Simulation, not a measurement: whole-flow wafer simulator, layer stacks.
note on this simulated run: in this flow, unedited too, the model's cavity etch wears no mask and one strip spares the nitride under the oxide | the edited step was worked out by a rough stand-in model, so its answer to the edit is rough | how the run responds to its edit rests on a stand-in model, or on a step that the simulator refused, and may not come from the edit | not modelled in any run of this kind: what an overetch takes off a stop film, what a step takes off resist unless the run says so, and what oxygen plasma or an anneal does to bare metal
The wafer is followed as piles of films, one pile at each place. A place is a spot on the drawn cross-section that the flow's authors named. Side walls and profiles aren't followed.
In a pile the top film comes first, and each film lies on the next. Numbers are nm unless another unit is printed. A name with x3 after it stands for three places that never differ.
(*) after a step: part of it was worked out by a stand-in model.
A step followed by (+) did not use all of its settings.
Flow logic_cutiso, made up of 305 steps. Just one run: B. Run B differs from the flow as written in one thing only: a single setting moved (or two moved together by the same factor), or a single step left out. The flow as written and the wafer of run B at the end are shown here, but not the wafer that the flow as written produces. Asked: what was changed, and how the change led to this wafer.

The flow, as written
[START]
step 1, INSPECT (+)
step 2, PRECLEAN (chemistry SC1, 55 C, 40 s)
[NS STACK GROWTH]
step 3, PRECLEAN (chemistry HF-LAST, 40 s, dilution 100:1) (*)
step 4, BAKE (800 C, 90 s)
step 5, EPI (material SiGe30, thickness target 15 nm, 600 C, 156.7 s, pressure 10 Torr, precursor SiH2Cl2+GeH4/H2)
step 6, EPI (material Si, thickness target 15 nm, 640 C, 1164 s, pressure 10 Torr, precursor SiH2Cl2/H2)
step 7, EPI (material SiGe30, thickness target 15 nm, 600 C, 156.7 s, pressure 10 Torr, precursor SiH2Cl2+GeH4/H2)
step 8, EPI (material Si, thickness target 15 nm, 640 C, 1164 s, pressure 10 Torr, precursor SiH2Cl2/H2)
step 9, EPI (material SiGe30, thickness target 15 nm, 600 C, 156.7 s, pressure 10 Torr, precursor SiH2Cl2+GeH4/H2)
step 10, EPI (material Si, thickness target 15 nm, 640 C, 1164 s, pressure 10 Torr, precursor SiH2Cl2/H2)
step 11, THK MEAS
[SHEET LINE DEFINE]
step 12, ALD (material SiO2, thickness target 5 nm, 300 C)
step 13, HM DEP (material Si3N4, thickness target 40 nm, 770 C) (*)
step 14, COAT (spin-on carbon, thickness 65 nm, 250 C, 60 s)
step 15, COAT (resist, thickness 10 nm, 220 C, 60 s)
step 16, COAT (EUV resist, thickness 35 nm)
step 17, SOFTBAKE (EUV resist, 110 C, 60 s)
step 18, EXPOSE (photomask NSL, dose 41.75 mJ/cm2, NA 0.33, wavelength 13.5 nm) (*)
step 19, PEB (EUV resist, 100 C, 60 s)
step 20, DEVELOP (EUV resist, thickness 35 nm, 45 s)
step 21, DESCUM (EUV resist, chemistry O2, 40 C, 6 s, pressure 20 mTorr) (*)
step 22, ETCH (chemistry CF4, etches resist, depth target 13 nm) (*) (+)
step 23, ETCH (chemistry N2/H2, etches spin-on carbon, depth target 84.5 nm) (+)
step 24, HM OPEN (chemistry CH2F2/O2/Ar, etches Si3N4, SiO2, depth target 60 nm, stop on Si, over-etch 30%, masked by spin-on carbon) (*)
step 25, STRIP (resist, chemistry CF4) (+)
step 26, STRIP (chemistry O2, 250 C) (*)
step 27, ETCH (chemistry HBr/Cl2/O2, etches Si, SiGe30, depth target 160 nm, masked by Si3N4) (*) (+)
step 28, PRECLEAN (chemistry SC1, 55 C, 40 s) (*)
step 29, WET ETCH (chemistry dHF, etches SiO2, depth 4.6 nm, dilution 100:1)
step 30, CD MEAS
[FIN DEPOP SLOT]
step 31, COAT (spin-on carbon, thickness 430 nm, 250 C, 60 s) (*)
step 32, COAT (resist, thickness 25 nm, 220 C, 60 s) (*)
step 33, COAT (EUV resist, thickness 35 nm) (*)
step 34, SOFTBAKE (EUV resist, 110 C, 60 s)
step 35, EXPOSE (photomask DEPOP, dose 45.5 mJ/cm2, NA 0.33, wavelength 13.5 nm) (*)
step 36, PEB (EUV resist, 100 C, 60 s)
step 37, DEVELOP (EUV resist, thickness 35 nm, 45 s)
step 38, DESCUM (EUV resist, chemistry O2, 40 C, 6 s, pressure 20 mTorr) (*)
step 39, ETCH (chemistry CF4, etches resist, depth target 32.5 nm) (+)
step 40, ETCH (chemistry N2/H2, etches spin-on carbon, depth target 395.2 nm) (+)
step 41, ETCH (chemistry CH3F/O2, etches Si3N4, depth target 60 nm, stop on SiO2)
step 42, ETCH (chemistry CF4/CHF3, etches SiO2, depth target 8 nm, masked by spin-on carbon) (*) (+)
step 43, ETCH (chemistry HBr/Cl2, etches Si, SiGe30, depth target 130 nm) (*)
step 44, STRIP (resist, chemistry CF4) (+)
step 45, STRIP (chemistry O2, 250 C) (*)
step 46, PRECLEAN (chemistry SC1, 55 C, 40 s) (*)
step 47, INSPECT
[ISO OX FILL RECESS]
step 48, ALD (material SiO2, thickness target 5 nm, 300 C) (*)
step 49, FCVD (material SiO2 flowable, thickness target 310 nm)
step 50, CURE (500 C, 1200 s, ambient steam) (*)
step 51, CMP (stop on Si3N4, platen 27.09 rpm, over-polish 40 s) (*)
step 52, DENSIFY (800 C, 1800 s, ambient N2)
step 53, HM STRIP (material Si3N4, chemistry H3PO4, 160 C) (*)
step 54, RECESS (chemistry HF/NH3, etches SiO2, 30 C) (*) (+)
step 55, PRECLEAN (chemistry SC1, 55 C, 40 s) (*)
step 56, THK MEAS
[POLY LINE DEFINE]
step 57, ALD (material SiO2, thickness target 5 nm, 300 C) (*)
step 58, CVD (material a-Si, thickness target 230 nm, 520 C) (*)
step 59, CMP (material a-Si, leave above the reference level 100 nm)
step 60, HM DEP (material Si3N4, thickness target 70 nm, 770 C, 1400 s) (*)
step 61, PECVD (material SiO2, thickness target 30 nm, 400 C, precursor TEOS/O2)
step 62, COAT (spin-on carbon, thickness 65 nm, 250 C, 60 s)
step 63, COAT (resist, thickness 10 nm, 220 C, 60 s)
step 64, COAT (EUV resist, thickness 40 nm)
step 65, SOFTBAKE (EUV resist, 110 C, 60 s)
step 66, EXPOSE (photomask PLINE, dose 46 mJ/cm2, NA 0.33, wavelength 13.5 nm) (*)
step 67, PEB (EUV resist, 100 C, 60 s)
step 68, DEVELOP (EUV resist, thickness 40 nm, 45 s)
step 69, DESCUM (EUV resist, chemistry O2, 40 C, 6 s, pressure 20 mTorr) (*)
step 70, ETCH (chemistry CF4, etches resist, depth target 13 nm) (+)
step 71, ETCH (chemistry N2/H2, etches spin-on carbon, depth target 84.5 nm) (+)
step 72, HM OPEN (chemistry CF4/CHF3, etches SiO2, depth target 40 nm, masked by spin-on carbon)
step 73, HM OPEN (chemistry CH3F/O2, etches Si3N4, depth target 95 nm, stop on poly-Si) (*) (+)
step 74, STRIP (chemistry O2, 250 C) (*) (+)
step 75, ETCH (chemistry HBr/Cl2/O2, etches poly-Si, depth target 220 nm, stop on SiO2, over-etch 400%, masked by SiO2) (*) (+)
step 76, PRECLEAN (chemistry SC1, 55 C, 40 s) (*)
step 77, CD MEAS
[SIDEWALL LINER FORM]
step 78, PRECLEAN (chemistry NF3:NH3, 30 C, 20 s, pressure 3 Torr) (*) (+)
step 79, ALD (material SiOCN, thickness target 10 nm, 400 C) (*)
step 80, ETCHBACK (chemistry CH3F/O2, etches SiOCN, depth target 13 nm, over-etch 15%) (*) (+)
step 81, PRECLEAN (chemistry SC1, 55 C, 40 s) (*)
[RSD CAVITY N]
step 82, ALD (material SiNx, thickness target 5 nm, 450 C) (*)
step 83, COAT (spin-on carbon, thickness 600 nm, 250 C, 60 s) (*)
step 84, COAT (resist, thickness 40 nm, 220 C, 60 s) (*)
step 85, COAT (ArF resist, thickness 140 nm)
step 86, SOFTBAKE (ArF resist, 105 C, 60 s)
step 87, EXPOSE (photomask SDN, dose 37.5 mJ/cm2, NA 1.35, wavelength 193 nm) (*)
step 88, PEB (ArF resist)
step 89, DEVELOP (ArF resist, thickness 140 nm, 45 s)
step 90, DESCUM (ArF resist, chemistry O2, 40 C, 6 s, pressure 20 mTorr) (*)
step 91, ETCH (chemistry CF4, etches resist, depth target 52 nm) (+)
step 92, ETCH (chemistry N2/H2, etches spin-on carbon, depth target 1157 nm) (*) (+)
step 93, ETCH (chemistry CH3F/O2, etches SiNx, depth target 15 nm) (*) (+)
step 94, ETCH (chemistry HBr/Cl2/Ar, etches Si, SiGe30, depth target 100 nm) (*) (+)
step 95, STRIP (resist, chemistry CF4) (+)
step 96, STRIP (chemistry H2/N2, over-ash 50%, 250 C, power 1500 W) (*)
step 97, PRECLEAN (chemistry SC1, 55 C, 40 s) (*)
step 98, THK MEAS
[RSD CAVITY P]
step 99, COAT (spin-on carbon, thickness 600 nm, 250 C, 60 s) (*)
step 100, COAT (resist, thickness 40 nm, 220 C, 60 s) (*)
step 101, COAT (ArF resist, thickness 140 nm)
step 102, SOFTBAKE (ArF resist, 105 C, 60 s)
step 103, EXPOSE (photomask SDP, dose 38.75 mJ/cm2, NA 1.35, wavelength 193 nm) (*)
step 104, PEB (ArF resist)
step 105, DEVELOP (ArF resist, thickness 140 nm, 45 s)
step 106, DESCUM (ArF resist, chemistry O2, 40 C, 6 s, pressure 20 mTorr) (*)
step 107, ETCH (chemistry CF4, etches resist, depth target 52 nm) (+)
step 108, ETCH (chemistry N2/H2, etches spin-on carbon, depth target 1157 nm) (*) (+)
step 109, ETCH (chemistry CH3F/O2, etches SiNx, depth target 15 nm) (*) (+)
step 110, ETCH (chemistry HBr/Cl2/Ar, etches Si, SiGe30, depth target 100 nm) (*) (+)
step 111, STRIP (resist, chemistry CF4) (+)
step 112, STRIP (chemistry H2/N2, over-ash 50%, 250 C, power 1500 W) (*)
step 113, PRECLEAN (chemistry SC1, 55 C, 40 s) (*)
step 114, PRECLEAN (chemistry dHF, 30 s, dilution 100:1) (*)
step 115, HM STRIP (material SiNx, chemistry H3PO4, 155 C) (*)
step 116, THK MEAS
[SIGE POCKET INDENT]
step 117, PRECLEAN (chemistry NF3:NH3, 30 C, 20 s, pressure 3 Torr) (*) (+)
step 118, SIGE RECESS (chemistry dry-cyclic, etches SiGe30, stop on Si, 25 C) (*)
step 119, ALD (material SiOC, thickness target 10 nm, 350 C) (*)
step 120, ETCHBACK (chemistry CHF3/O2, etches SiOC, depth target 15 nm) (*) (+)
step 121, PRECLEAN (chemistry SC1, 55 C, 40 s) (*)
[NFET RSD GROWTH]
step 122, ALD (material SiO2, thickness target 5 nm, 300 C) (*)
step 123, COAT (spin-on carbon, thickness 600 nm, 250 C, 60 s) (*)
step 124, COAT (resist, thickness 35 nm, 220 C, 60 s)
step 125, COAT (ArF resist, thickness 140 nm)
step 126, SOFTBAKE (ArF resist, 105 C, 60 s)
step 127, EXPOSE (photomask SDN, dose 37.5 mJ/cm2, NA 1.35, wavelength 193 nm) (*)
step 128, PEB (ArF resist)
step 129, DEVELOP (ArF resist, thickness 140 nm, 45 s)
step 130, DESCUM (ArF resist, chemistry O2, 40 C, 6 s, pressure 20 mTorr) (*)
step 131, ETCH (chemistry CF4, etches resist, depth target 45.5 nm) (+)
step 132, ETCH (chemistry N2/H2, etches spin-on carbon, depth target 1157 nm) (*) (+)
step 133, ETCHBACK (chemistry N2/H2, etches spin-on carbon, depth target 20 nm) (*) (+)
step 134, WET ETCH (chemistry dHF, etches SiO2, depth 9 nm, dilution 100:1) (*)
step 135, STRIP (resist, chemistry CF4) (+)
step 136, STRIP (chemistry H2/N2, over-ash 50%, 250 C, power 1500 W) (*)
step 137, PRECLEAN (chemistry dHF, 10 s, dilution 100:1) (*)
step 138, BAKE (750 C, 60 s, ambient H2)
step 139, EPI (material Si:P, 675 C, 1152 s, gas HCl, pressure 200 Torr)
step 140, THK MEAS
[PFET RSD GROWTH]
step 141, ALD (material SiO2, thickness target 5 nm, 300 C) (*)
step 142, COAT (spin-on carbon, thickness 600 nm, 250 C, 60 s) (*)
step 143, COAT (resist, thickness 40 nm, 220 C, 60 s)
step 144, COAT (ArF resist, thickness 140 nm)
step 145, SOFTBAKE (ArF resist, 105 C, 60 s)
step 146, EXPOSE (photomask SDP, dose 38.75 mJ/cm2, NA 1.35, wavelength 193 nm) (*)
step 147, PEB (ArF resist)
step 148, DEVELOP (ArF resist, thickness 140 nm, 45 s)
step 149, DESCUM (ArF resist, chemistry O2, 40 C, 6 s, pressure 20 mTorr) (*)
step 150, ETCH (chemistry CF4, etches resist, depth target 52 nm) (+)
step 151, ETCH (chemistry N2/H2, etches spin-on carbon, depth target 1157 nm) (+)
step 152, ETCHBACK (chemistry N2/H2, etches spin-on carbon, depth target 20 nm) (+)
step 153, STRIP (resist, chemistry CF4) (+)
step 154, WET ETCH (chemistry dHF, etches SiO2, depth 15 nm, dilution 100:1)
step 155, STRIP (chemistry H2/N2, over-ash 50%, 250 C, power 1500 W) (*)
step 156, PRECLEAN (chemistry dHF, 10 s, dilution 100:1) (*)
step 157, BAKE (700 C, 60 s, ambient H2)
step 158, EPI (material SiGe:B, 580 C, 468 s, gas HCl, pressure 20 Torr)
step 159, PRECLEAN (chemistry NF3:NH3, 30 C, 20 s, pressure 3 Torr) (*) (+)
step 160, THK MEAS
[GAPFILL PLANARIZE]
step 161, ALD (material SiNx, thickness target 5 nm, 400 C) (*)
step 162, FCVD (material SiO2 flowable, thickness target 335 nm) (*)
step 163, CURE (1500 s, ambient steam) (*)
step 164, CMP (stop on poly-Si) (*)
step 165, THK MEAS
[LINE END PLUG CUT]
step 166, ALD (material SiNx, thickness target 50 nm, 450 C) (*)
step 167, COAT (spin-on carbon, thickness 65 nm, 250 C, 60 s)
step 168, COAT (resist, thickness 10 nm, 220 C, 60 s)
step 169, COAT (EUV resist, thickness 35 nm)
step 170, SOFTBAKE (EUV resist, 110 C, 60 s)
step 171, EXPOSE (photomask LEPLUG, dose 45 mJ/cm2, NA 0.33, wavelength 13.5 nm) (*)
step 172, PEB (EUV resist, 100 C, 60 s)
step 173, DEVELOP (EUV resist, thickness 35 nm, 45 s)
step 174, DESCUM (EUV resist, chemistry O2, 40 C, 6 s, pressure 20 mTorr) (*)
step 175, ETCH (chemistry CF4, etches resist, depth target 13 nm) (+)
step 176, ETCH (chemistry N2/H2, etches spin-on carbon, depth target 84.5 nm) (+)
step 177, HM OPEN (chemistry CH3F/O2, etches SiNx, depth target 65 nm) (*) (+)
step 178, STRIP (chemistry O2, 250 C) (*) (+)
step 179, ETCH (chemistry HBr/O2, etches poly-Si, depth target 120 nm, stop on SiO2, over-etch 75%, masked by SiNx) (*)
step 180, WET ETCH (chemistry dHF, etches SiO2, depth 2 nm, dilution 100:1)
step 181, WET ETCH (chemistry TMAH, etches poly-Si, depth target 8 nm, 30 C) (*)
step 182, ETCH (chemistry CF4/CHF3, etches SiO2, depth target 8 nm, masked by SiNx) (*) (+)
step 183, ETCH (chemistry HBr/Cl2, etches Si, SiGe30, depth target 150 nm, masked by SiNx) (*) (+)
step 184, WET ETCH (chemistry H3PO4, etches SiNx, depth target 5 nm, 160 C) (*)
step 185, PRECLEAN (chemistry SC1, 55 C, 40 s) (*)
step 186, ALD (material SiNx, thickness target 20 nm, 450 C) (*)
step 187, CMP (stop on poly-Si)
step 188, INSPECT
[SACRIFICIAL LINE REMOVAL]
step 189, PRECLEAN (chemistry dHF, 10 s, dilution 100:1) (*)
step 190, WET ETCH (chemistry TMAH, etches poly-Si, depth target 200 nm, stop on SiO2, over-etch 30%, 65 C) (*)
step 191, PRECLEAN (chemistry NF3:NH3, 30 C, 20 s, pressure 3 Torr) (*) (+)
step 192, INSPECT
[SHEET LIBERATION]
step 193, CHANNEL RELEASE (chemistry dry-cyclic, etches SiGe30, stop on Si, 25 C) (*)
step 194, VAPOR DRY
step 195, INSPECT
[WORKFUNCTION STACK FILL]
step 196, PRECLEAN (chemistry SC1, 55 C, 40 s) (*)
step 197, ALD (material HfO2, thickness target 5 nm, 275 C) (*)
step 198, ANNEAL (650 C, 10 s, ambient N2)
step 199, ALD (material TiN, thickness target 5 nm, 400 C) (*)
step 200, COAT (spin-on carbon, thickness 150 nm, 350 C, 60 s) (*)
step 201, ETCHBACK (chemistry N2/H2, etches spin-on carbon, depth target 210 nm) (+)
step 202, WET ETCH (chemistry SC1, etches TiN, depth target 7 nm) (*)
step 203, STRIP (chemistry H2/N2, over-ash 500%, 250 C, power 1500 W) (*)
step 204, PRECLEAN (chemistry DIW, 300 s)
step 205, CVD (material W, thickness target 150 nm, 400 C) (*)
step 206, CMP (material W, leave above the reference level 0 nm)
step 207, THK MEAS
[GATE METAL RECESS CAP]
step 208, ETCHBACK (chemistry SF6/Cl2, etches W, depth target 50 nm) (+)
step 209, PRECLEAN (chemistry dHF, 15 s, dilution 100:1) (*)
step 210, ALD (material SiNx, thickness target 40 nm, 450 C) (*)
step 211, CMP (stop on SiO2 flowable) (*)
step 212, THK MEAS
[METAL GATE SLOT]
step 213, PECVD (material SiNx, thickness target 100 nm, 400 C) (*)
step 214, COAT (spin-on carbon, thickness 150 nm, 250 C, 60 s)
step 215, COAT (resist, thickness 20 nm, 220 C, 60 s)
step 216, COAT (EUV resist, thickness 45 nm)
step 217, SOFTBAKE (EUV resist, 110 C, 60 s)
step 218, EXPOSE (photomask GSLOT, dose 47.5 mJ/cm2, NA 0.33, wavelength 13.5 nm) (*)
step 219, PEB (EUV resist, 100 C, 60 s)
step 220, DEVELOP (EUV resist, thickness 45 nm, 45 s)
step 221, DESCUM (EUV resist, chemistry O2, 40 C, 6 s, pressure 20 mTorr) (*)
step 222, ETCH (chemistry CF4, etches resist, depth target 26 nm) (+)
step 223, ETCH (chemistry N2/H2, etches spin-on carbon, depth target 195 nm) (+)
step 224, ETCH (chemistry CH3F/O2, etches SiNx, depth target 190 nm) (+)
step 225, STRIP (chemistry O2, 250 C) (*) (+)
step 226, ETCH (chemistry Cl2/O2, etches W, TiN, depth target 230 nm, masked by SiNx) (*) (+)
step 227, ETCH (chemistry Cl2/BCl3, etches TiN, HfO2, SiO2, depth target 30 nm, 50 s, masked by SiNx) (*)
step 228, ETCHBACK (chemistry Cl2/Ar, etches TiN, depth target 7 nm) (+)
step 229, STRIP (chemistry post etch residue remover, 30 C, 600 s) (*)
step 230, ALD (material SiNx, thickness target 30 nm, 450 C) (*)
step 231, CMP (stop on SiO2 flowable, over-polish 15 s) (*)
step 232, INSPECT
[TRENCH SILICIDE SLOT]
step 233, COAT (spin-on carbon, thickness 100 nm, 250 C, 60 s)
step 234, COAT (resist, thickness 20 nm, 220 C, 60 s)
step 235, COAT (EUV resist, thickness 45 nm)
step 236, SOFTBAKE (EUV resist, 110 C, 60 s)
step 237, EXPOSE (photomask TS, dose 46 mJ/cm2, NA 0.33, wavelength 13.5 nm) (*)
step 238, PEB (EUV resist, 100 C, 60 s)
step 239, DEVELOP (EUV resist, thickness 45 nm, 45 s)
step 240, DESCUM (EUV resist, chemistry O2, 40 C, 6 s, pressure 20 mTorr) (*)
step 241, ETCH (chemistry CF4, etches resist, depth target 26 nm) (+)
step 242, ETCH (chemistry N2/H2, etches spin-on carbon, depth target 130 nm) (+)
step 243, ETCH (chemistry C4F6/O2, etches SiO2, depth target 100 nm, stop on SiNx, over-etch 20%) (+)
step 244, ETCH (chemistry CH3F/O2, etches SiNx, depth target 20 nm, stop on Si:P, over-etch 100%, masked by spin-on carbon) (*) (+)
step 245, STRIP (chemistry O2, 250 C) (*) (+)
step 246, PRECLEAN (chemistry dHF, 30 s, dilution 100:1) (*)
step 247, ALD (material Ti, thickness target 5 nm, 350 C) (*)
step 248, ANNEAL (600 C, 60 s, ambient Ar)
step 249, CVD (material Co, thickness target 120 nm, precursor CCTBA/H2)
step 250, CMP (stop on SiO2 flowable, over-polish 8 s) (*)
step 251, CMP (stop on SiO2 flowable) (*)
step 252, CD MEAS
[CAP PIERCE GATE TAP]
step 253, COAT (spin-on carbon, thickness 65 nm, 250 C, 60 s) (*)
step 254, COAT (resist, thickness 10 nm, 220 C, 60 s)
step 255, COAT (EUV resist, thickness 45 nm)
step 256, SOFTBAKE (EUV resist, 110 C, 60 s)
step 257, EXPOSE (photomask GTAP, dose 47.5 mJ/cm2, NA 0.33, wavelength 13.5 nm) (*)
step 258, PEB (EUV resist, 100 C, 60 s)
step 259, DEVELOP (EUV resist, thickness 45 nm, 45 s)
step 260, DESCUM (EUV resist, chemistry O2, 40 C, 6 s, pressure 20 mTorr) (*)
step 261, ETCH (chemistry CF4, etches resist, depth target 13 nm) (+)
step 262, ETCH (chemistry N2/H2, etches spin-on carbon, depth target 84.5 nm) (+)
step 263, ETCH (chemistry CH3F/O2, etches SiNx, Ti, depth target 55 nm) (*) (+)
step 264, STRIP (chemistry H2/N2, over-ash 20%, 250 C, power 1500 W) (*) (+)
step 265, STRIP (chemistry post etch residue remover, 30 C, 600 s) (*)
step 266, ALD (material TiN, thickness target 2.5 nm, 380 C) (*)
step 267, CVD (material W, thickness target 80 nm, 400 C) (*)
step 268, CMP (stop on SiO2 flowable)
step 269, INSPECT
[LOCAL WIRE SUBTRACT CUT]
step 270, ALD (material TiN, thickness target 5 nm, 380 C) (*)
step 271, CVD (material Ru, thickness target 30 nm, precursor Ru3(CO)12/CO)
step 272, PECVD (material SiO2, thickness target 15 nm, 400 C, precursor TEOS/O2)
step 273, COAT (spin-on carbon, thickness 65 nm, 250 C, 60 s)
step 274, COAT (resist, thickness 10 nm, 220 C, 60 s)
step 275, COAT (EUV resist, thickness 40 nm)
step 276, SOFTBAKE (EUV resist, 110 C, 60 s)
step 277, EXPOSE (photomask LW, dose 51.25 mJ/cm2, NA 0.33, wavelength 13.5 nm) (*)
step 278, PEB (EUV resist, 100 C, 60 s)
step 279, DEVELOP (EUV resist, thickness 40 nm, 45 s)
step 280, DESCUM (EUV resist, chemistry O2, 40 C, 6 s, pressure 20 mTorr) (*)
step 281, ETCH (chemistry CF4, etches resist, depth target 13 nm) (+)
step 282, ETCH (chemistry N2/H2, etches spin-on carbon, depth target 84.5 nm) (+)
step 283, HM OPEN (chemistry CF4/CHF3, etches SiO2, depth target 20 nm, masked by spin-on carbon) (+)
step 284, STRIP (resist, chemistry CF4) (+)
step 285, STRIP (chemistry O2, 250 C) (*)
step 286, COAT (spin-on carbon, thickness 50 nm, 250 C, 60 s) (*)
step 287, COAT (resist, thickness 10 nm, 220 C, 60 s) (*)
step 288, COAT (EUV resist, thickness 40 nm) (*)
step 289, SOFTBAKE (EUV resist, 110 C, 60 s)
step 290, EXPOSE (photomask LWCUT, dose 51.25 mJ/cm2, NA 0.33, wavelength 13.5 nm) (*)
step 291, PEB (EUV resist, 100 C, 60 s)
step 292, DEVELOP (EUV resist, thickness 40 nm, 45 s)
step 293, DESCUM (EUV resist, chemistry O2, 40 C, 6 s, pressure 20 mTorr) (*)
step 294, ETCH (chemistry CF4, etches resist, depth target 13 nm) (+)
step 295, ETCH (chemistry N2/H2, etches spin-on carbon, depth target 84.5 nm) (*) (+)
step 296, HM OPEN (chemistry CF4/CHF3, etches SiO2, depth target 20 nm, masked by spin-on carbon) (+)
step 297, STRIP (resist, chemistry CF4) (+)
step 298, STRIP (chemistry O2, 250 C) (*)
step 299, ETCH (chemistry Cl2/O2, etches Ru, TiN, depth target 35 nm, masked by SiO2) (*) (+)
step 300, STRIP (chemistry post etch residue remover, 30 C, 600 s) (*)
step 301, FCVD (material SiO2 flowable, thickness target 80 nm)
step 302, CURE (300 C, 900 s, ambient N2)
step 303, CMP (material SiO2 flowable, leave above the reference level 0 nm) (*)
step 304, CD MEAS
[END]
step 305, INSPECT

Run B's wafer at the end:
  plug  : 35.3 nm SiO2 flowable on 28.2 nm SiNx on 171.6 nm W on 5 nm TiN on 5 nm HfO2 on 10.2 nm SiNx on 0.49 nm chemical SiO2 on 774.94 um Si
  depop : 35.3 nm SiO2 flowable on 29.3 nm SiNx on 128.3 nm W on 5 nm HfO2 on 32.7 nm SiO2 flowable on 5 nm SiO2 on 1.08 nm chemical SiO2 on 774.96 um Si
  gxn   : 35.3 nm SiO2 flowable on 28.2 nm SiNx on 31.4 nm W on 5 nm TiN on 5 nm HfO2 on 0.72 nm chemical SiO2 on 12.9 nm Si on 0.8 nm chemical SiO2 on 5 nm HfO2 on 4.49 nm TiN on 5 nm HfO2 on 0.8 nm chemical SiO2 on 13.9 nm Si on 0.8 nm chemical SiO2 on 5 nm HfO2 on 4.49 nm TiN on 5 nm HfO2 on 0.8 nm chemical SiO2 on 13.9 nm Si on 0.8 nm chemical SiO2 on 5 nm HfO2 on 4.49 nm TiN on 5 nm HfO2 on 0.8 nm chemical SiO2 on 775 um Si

The reason: step 186, ALD: thickness target 12 nm was run, though the flow has thickness target 20 nm.

How this came from the change, step by step:
  step 186, ALD (material SiNx, thickness target 20 nm, 450 C) (*)
      depop, dpovl, gfld and 18 more: +12 SiNx (as written it would have been: +20 SiNx)
      plug: +12 SiNx (new film) (as written it would have been: +284.2 SiNx (new film))
  step 187, CMP (stop on poly-Si)
      plug: nothing (as written it would have been: -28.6 SiNx)
      depop, dpovl, gfld and 18 more: -20.6 SiNx (all of it) (as written it would have been: -28.6 SiNx (all of it))
  step 200, COAT (spin-on carbon, thickness 150 nm, 350 C, 60 s) (*)
      lnr, lnrp: +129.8 spin-on carbon (new film) (as written it would have been: +133.9 spin-on carbon (new film))
      iso: +142 spin-on carbon (new film) (as written it would have been: +145.4 spin-on carbon (new film))
      (and at 7 other places as well)
  step 201, ETCHBACK (chemistry N2/H2, etches spin-on carbon, depth target 210 nm) (+)
      plug: -210 spin-on carbon (as written it would have been: -134.1 spin-on carbon (all of it))
      lnr, lnrp: -129.8 spin-on carbon (all of it) (as written it would have been: -133.9 spin-on carbon (all of it))
      (and at 7 other places as well)
  step 202, WET ETCH (chemistry SC1, etches TiN, depth target 7 nm) (*)
      plug: -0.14 spin-on carbon (as written it would have been: -5 TiN (all of it))
  step 203, STRIP (chemistry H2/N2, over-ash 500%, 250 C, power 1500 W) (*)
      plug: -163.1 spin-on carbon (all of it) (as written it would have been: nothing)
      gxn, gxp: -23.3 spin-on carbon (all of it) (as written it would have been: -26.8 spin-on carbon (all of it))
      (and at 5 other places as well)
  step 205, CVD (material W, thickness target 150 nm, 400 C) (*)
      plug: +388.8 W (new film) (as written it would have been: +150.2 W (new film))
  step 206, CMP (material W, leave above the reference level 0 nm)
      plug: -167.2 W (as written it would have been: -150.2 W (all of it), -5 HfO2 (all of it), -12 SiNx)
  step 208, ETCHBACK (chemistry SF6/Cl2, etches W, depth target 50 nm) (+)
      plug: -50 W (as written it would have been: -12.5 SiNx)
  step 210, ALD (material SiNx, thickness target 40 nm, 450 C) (*)
      plug: +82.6 SiNx (new film) (as written it would have been: +42.5 SiNx)
  step 211, CMP (stop on SiO2 flowable) (*)
      plug: -43.2 SiNx (as written it would have been: -40.3 SiNx)
With metal films that touch counted as one body, plug has 1 body; the flow as written gives 0 bodies.
